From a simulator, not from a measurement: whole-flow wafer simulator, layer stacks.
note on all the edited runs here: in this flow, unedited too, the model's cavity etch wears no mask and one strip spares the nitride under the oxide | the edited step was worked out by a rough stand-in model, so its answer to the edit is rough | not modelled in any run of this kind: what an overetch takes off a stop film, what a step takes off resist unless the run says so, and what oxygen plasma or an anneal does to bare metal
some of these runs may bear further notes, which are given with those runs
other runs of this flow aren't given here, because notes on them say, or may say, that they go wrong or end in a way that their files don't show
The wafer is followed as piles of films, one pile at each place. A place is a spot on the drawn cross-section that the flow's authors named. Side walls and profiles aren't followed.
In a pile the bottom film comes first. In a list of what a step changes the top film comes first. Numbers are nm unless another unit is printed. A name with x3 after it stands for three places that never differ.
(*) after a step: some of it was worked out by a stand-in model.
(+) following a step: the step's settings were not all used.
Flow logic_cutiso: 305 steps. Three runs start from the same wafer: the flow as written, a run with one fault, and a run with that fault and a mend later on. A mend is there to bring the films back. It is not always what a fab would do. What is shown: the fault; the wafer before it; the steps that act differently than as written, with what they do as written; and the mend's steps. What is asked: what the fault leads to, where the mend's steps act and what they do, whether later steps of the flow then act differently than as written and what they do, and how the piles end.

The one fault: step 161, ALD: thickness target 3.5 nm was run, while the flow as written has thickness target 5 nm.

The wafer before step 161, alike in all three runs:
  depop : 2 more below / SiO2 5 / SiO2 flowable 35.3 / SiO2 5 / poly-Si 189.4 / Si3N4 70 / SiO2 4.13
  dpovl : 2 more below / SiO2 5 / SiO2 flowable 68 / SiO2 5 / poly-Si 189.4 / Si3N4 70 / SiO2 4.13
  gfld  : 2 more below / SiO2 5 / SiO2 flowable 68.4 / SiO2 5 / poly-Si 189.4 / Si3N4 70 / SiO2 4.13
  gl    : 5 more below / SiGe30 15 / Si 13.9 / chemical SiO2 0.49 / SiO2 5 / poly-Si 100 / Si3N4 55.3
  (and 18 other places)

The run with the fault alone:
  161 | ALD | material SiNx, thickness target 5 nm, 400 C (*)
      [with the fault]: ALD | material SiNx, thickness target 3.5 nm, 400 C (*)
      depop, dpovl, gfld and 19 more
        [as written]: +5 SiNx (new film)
        [with the fault]: +3.5 SiNx (new film)
  Steps further on in the flow that do not act as written (20 other steps are not shown; they differ only slightly, by no more than 2% or 0.5 nm, whichever is larger):
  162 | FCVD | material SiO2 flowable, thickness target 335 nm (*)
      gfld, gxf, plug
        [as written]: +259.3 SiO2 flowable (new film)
        [with the fault]: +253.1 SiO2 flowable (new film)
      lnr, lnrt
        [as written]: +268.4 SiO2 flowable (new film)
        [with the fault]: +262.1 SiO2 flowable (new film)
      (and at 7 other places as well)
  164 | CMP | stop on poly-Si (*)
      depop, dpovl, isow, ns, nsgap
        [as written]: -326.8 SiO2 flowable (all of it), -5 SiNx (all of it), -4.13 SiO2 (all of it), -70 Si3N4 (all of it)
        [with the fault]: -326.8 SiO2 flowable (all of it), -3.5 SiNx (all of it), -4.13 SiO2 (all of it), -70 Si3N4 (all of it)
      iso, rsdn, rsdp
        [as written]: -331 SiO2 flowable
        [with the fault]: -323.4 SiO2 flowable
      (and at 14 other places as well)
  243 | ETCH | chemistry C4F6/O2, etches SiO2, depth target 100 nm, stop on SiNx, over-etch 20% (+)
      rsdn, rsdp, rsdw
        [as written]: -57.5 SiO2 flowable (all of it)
        [with the fault]: -59 SiO2 flowable (all of it)
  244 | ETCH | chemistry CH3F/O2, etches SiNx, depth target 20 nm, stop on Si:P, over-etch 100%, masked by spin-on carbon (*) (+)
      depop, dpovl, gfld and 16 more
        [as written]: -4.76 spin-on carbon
        [with the fault]: -3.33 spin-on carbon
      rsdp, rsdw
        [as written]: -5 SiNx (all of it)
        [with the fault]: -3.5 SiNx (all of it)
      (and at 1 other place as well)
  The piles end different from the flow's at iso, rsdx by more than 2% or 0.5 nm, whichever is larger.
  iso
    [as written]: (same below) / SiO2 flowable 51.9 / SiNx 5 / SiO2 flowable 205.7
    [with the fault]: (same below) / SiO2 flowable 51.9 / SiNx 3.5 / SiO2 flowable 207.2
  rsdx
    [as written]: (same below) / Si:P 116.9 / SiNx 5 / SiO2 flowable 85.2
    [with the fault]: (same below) / Si:P 116.9 / SiNx 3.5 / SiO2 flowable 86.8

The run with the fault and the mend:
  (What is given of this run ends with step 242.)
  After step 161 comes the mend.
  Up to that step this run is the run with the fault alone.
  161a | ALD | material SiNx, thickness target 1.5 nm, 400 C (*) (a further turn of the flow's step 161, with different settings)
      depop, dpovl, gfld and 19 more
        +1.5 SiNx
  Every later step of the flow up to step 242 that is run acts as written, at every place that is followed, to within 2% or 0.5 nm, whichever is larger.
  Once step 242 is done, the piles equal the flow's at every place that both follow.
